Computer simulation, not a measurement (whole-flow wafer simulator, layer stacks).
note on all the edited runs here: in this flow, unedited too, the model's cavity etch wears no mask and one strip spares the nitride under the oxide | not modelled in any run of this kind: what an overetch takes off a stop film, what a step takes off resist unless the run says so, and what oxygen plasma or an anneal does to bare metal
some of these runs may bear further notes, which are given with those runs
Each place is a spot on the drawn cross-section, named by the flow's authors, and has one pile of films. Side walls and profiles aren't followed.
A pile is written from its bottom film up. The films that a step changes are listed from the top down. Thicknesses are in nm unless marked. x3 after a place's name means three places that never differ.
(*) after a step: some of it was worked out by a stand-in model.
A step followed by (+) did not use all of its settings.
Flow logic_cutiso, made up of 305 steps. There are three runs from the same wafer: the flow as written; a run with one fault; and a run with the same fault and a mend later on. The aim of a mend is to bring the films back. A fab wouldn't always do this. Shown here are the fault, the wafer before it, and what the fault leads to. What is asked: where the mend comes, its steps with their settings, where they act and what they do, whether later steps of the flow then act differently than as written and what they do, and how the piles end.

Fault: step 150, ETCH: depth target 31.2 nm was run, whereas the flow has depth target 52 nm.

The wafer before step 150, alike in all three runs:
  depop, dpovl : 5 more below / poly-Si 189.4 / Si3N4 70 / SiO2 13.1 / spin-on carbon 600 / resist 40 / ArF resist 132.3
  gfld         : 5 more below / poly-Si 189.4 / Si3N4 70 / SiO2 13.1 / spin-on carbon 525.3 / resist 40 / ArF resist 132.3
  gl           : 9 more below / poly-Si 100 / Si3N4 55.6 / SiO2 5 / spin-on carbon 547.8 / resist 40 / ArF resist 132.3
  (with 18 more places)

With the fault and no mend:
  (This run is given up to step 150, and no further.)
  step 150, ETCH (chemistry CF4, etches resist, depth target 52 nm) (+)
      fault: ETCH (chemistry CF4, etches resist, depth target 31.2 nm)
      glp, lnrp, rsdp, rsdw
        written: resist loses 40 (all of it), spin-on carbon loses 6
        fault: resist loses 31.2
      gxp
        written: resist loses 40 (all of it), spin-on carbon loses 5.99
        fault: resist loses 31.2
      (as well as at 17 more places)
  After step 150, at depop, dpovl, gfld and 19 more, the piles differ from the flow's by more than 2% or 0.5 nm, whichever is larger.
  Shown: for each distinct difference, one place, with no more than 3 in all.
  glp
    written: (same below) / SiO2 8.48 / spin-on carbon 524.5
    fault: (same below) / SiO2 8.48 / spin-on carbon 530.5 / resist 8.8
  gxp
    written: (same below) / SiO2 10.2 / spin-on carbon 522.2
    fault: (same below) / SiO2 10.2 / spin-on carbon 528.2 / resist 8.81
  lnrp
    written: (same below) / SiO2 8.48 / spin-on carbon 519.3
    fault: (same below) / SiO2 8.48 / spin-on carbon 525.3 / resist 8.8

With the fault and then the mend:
  The mend stands after step 150.
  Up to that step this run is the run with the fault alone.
  step 150a, ETCH (chemistry CF4, etches resist, depth target 20.8 nm) (*) (+) (the flow's step 150, run once more with other settings)
      depop, dpovl, gfld and 14 more
        ArF resist loses 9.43
      glp, lnrp, rsdp
        resist loses 8.8 (all of it), spin-on carbon loses 2.2
      gxp, rsdw
        resist loses 8.81 (all of it), spin-on carbon loses 2.2
  Later steps of the flow acting differently than as written (1 other step is not shown; it differs only slightly, by no more than 2% or 0.5 nm, whichever is larger):
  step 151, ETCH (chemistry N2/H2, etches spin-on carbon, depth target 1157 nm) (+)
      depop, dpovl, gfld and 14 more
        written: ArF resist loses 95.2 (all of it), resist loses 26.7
        mend: ArF resist loses 100.6 (all of it), resist loses 26.7
  By the end, the piles equal the flow's at every place that both follow.
